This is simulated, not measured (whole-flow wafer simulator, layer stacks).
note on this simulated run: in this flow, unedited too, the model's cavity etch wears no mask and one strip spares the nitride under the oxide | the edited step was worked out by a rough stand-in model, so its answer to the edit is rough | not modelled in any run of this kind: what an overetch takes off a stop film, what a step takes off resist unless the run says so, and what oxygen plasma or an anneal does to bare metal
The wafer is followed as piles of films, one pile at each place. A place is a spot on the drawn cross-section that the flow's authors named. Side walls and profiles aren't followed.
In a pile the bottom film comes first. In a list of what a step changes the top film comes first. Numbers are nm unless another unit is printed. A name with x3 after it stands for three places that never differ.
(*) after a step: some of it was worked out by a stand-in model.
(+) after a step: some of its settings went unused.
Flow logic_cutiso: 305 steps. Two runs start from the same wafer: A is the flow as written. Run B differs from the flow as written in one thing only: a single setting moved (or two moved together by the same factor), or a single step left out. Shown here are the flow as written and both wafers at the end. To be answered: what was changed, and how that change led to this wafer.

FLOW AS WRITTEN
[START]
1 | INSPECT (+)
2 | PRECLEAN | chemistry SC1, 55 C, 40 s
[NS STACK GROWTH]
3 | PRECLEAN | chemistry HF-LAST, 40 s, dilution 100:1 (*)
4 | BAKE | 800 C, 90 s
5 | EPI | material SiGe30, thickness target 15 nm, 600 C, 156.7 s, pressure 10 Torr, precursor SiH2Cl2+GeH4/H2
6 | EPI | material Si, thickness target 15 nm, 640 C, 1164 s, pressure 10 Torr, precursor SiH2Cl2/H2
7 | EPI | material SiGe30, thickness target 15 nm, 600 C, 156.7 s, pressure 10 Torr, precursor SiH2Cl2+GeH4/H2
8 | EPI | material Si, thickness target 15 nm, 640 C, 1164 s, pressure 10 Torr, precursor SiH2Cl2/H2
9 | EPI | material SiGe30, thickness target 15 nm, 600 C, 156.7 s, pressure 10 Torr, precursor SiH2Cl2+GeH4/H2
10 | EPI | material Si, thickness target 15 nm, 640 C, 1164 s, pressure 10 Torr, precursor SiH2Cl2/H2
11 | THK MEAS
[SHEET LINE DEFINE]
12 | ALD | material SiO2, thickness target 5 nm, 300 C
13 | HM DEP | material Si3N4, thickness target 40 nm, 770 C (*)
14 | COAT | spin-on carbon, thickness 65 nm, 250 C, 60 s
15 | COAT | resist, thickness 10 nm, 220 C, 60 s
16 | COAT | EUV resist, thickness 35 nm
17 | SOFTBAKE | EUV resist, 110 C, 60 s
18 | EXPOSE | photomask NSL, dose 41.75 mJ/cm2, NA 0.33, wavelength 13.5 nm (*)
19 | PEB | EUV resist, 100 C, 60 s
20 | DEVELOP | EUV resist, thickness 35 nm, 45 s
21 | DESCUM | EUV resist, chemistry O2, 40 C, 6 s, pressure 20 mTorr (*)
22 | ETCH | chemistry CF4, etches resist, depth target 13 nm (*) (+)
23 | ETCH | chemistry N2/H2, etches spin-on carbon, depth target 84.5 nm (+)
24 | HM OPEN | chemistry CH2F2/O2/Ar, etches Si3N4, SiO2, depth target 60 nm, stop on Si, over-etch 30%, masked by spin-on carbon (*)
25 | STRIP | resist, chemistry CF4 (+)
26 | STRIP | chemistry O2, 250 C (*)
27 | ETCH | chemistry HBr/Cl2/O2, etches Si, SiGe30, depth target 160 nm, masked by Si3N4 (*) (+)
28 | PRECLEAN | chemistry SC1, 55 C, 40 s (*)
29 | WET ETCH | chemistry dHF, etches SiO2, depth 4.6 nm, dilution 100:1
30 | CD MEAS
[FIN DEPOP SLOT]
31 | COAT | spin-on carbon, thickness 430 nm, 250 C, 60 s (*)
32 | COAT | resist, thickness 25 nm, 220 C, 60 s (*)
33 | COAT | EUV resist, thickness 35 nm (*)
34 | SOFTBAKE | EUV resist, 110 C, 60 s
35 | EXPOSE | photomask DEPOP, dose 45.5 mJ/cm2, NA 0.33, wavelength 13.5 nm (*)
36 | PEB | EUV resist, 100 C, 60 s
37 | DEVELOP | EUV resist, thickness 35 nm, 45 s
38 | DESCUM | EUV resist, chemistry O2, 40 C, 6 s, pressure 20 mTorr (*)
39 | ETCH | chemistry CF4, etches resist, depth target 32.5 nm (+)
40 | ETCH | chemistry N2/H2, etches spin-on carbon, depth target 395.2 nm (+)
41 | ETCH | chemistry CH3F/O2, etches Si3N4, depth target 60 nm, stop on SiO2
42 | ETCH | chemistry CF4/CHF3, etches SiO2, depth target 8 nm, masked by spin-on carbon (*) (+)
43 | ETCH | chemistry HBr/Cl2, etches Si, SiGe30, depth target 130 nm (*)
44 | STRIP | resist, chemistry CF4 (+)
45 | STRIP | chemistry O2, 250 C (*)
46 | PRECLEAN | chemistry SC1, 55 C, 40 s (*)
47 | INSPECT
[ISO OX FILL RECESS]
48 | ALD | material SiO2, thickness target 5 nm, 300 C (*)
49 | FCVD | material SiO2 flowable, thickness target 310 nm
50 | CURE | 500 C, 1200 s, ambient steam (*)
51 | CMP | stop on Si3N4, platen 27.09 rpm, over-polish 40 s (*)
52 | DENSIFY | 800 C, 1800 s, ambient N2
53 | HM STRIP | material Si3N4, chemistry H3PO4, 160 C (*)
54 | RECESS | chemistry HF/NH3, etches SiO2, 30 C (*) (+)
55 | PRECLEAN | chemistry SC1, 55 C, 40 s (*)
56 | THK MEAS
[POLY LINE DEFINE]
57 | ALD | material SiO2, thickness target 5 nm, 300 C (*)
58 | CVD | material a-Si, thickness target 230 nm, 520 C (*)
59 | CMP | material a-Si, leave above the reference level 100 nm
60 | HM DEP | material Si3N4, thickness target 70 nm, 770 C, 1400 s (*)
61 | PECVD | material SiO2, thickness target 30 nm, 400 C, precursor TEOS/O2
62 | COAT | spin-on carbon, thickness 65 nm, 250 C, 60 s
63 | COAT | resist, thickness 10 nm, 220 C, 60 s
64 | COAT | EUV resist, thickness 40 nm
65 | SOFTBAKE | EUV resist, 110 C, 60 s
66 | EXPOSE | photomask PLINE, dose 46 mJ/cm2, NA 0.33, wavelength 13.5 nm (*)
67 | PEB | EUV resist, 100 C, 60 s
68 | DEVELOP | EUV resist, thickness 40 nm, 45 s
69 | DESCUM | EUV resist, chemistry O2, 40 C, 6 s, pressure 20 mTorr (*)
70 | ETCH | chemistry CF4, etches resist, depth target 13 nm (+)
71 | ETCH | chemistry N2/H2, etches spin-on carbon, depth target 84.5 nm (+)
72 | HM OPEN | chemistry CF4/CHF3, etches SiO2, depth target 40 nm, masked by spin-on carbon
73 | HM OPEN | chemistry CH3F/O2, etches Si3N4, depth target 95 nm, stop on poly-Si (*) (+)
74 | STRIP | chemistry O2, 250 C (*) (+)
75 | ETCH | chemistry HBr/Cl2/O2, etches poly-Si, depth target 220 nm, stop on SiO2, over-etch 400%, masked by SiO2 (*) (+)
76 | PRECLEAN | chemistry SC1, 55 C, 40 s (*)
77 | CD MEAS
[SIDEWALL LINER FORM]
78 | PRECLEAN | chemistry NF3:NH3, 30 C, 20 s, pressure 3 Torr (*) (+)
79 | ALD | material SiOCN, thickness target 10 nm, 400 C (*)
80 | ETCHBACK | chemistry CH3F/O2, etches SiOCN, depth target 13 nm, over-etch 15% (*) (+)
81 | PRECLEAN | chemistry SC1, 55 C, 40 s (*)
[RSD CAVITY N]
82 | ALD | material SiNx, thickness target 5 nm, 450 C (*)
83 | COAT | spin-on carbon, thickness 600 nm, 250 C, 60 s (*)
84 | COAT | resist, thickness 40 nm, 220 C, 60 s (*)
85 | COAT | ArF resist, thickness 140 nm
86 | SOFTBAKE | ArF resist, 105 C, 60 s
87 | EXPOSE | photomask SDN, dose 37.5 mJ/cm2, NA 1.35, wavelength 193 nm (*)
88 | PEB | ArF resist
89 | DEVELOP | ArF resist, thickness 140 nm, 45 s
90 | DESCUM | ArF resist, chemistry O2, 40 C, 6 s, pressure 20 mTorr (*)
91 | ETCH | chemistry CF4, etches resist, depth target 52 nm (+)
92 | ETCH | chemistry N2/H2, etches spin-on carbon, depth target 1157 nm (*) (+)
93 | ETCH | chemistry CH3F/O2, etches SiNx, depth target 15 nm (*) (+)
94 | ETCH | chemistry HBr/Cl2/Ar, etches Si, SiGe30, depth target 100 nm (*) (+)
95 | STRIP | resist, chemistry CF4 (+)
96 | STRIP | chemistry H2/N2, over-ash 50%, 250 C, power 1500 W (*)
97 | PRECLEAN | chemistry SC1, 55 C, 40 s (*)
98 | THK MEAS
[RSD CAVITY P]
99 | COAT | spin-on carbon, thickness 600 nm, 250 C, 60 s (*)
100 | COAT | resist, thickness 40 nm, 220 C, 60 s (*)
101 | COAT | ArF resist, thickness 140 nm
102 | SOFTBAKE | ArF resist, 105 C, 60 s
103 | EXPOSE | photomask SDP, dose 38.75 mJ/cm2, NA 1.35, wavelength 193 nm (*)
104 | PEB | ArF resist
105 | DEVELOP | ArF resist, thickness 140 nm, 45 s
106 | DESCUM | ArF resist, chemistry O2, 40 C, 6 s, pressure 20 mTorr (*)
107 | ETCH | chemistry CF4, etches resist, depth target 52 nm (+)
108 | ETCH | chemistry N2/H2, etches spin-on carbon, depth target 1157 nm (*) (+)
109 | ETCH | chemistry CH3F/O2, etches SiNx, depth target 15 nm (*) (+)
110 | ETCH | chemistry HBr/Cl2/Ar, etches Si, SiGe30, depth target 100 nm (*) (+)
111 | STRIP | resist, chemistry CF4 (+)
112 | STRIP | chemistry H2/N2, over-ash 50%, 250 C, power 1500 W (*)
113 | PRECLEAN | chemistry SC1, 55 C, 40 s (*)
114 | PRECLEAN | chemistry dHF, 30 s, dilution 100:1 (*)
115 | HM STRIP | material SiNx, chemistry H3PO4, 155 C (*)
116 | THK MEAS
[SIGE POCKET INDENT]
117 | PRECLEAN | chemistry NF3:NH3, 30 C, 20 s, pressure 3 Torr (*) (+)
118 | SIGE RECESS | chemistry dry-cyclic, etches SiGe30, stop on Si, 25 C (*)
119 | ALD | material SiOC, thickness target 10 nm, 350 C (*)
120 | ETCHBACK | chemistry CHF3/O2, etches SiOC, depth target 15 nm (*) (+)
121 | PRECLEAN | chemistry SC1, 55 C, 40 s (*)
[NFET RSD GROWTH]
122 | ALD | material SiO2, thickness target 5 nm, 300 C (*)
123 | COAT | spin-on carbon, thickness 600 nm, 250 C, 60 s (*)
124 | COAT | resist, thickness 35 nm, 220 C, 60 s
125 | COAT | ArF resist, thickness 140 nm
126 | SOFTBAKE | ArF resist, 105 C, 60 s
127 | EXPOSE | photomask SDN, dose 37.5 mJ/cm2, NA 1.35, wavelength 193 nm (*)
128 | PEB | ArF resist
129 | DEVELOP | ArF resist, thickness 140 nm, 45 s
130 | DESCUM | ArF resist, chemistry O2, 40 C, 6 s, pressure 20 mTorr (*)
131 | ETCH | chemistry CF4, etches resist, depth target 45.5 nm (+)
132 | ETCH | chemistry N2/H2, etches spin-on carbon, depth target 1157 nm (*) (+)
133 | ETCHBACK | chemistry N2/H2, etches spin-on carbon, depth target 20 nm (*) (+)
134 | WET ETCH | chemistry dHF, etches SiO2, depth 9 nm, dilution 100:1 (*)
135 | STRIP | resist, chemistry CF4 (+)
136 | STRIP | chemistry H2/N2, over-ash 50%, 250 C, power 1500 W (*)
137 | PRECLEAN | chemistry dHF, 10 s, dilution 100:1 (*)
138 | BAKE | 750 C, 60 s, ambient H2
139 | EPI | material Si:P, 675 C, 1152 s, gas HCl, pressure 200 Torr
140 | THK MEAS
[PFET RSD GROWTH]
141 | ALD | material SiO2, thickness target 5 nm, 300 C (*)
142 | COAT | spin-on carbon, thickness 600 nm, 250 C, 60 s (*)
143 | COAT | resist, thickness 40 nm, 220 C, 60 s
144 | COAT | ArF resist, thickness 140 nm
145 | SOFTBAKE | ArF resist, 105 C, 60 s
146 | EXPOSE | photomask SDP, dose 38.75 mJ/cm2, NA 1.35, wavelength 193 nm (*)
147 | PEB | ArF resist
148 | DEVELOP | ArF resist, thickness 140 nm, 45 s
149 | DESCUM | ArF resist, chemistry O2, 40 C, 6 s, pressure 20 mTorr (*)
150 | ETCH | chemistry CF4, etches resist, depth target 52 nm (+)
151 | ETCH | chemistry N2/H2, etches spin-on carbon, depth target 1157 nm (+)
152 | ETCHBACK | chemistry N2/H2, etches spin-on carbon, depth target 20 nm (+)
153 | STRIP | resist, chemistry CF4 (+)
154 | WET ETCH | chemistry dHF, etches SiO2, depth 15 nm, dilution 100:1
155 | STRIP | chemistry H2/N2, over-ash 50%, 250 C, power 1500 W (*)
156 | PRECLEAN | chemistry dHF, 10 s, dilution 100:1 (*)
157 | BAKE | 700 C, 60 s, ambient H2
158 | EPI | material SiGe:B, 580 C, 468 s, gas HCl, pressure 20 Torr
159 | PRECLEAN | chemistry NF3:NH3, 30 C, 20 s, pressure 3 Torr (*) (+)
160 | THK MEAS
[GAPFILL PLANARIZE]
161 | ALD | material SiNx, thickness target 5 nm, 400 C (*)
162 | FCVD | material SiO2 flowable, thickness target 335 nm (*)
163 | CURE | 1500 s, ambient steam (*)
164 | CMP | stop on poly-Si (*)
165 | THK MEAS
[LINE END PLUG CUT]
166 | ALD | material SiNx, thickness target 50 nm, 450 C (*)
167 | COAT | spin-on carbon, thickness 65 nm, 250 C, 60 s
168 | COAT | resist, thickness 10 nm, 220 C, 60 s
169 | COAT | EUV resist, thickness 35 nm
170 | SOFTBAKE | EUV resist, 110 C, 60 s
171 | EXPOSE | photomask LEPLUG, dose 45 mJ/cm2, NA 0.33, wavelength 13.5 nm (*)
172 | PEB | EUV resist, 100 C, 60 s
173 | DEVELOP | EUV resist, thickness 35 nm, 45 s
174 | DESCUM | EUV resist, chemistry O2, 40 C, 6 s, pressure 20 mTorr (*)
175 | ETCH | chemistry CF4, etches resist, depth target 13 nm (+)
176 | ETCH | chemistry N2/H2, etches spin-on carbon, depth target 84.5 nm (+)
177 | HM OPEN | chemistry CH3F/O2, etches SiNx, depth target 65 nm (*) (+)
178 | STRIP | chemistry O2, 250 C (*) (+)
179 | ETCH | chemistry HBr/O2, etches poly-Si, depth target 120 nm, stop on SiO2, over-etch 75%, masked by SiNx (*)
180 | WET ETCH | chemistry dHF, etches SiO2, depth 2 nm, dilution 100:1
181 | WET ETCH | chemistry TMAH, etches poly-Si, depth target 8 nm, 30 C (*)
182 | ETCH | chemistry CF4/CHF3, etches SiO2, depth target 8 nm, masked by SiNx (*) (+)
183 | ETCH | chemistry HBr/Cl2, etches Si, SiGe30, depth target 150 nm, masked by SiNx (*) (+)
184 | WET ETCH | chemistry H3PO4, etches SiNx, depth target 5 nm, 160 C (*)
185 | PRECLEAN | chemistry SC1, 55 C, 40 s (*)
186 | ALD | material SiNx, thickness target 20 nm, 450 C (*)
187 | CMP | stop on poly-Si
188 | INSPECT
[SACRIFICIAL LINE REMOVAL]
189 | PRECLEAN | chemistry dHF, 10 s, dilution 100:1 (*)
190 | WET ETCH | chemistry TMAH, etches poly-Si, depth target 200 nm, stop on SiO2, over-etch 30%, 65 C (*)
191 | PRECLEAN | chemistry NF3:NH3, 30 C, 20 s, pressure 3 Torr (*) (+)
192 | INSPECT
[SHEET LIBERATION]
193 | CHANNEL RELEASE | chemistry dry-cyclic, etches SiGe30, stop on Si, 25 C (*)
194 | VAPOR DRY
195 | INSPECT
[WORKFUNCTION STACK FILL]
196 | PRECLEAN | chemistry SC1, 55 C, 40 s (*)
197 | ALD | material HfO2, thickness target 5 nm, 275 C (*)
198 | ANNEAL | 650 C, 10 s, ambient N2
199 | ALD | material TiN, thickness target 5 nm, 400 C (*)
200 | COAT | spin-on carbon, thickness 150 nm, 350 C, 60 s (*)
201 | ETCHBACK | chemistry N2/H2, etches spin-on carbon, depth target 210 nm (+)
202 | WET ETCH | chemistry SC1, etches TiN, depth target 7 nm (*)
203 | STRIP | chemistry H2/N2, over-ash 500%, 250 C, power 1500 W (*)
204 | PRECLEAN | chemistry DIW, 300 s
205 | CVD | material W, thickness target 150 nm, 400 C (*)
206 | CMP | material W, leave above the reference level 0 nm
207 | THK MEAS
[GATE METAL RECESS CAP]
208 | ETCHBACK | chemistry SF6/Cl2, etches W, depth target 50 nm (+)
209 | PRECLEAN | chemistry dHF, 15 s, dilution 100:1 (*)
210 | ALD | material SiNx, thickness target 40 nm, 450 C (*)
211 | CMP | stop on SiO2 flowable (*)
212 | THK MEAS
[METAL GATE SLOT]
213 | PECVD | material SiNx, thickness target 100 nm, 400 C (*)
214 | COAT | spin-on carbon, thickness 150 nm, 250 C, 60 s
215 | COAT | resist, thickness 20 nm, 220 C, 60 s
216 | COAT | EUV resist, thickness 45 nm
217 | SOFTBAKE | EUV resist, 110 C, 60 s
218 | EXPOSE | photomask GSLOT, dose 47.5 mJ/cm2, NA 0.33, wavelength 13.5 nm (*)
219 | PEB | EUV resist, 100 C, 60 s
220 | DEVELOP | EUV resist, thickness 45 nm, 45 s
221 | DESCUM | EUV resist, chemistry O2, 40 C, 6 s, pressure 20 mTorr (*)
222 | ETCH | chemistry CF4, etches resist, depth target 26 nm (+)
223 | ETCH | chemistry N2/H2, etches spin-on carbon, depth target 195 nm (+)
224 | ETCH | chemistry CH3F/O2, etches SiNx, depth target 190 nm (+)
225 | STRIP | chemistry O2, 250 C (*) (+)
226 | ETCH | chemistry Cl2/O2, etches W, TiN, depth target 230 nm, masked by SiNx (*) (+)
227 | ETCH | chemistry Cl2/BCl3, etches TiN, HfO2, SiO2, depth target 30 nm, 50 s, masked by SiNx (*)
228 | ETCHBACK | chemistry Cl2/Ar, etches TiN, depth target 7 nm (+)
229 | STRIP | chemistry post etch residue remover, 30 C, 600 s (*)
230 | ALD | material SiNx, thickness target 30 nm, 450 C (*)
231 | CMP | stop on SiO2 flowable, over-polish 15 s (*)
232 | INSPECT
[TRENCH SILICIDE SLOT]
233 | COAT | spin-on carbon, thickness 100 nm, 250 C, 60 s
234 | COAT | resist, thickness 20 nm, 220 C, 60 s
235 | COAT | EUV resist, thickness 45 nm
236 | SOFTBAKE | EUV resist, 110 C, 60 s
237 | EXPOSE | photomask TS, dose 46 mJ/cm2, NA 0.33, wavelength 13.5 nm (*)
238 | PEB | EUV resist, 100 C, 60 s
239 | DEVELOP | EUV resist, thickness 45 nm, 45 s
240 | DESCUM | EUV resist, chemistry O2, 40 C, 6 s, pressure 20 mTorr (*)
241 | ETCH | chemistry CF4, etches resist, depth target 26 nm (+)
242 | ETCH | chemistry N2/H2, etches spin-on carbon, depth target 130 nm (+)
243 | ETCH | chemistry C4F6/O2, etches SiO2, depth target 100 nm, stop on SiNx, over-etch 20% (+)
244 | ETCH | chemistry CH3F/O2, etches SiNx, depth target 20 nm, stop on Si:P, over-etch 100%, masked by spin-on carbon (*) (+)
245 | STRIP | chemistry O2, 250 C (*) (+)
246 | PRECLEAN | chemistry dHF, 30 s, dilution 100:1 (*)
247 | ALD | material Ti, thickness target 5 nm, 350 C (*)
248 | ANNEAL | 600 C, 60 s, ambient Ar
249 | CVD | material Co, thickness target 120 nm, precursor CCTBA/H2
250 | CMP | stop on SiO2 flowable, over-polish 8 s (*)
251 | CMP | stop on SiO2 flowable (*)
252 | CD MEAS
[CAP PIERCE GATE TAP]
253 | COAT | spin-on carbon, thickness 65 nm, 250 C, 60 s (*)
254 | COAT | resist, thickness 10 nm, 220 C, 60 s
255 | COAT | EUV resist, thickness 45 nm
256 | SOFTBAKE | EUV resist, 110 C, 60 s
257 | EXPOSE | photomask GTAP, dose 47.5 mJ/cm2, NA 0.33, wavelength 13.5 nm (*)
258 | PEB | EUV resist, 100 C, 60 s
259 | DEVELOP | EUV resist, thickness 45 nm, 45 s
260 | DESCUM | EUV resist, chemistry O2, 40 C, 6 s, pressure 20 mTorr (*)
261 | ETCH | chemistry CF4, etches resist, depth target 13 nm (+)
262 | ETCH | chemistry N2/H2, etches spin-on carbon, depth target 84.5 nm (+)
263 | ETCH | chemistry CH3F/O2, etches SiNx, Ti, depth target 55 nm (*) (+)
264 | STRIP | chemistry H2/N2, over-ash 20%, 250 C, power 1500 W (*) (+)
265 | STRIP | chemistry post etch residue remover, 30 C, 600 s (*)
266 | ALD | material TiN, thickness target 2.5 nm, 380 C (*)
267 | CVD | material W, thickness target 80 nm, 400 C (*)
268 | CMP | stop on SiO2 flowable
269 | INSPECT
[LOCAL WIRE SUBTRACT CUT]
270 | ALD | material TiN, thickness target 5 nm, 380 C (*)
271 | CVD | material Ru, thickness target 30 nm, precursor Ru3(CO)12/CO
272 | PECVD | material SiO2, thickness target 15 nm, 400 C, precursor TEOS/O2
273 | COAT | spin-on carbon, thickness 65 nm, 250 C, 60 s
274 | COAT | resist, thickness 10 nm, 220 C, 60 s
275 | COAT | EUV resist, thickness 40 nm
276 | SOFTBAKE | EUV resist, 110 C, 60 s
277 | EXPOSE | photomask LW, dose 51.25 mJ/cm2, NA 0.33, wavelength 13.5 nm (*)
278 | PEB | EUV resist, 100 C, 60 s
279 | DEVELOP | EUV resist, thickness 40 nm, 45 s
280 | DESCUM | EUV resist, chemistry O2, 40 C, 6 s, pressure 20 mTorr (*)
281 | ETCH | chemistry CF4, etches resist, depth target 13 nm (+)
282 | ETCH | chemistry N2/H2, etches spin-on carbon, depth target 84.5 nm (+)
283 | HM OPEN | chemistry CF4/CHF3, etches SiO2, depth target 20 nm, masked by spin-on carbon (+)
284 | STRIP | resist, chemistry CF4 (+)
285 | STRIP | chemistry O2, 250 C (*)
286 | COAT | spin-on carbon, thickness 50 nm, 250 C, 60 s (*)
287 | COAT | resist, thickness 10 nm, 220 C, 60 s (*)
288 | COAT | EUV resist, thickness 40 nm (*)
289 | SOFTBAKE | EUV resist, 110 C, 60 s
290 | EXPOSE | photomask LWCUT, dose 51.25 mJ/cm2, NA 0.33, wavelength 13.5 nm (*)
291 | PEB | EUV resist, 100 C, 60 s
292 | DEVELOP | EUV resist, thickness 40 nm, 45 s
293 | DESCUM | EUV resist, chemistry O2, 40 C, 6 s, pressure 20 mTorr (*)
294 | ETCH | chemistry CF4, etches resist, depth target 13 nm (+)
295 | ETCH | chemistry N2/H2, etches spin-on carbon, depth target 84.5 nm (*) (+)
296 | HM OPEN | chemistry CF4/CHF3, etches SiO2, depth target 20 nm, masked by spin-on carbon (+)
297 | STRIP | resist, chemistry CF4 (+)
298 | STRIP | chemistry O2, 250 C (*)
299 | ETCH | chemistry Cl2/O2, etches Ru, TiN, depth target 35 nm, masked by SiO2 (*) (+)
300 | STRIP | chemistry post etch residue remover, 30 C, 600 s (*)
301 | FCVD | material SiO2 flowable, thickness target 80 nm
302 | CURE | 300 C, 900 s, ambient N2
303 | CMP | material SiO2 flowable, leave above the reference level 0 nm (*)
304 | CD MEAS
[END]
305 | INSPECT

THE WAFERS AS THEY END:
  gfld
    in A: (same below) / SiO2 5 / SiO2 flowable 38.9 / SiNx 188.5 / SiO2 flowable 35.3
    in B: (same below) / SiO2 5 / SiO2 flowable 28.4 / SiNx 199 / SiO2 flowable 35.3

What caused this: step 227, ETCH: depth target 40.5 nm was run, though the flow has depth target 30 nm.

Step by step, how the change led to this:
  227 | ETCH | chemistry Cl2/BCl3, etches TiN, HfO2, SiO2, depth target 30 nm, 50 s, masked by SiNx (*)
      gfld: A HfO2 loses 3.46 (all of it), SiO2 flowable loses 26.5 | B HfO2 loses 3.46 (all of it), SiO2 flowable loses 37
  230 | ALD | material SiNx, thickness target 30 nm, 450 C (*)
      gfld: A SiNx gains 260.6 (new film) | B SiNx gains 271.1 (new film)
